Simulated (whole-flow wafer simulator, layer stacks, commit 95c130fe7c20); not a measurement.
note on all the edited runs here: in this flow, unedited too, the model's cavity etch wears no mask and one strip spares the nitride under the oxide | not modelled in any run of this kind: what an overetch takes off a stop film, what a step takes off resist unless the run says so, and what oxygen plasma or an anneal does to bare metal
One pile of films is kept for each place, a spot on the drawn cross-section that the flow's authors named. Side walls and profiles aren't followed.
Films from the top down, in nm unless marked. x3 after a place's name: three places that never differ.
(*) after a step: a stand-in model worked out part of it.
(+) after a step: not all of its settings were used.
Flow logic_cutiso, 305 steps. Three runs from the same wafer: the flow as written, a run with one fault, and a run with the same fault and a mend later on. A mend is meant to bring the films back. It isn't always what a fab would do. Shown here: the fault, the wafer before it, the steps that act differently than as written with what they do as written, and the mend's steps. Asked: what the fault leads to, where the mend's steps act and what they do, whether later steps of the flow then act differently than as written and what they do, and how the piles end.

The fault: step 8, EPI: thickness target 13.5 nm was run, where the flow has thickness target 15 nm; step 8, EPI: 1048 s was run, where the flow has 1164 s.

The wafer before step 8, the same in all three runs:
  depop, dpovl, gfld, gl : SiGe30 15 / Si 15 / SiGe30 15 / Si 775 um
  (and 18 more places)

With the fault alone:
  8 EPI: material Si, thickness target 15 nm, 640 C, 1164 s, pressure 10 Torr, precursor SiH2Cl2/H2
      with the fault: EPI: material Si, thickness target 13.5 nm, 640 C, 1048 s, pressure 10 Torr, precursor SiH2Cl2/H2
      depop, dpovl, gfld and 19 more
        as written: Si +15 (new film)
        with the fault: Si +13.5 (new film)
  Later steps of the flow that act differently than as written (2 more steps differ only slightly, by at most 2% or 0.5 nm, whichever is larger, and aren't shown):
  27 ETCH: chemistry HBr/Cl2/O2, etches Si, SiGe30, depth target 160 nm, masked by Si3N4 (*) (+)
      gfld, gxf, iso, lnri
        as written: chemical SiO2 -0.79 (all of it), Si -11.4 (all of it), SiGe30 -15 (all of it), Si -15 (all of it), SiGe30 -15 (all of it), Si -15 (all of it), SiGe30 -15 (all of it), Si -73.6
        with the fault: chemical SiO2 -0.79 (all of it), Si -11.4 (all of it), SiGe30 -15 (all of it), Si -13.5 (all of it), SiGe30 -15 (all of it), Si -15 (all of it), SiGe30 -15 (all of it), Si -75.1
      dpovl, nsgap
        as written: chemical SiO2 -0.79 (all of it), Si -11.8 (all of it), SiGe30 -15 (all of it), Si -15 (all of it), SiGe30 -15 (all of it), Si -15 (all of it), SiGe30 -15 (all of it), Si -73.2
        with the fault: chemical SiO2 -0.79 (all of it), Si -11.8 (all of it), SiGe30 -15 (all of it), Si -13.5 (all of it), SiGe30 -15 (all of it), Si -15 (all of it), SiGe30 -15 (all of it), Si -74.7
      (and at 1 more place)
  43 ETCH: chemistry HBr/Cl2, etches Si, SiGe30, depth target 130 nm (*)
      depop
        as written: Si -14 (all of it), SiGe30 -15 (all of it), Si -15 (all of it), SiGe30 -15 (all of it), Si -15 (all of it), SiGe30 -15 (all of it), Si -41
        with the fault: Si -14 (all of it), SiGe30 -15 (all of it), Si -13.5 (all of it), SiGe30 -15 (all of it), Si -15 (all of it), SiGe30 -15 (all of it), Si -42.5
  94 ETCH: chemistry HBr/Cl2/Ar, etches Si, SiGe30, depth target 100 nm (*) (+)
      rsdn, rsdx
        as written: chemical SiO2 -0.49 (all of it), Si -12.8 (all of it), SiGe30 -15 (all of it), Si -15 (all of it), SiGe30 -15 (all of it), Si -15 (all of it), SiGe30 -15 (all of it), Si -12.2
        with the fault: chemical SiO2 -0.49 (all of it), Si -12.8 (all of it), SiGe30 -15 (all of it), Si -13.5 (all of it), SiGe30 -15 (all of it), Si -15 (all of it), SiGe30 -15 (all of it), Si -13.7
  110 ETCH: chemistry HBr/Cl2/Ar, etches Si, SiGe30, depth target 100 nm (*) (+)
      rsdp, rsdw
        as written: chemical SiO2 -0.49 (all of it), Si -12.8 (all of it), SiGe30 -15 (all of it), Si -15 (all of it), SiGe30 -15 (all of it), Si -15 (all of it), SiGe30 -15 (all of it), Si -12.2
        with the fault: chemical SiO2 -0.49 (all of it), Si -12.8 (all of it), SiGe30 -15 (all of it), Si -13.5 (all of it), SiGe30 -15 (all of it), Si -15 (all of it), SiGe30 -15 (all of it), Si -13.7
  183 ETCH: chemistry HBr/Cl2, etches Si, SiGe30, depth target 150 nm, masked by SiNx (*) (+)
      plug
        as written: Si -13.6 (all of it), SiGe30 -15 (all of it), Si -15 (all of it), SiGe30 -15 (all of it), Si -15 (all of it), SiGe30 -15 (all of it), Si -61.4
        with the fault: Si -13.6 (all of it), SiGe30 -15 (all of it), Si -13.5 (all of it), SiGe30 -15 (all of it), Si -15 (all of it), SiGe30 -15 (all of it), Si -62.9
  At the end the piles differ from the flow's by more than 2% or 0.5 nm, whichever is larger, at gl, glp, gxn and 6 more.
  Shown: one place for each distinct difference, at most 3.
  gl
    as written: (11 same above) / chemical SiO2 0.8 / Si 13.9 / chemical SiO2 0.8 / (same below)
    with the fault: (11 same above) / chemical SiO2 0.8 / Si 12.4 / chemical SiO2 0.8 / (same below)
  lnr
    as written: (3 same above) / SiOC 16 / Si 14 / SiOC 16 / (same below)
    with the fault: (3 same above) / SiOC 16 / Si 12.5 / SiOC 16 / (same below)
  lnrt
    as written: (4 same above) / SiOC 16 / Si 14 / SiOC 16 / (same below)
    with the fault: (4 same above) / SiOC 16 / Si 12.5 / SiOC 16 / (same below)

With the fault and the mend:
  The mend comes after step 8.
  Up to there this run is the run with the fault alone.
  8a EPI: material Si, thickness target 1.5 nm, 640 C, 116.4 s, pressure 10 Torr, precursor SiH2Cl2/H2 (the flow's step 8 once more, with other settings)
      depop, dpovl, gfld and 19 more
        Si +1.5
  No later step of the flow acts differently than as written at any place that is followed.
  At the end the piles are the same as the flow's at every place that both follow.
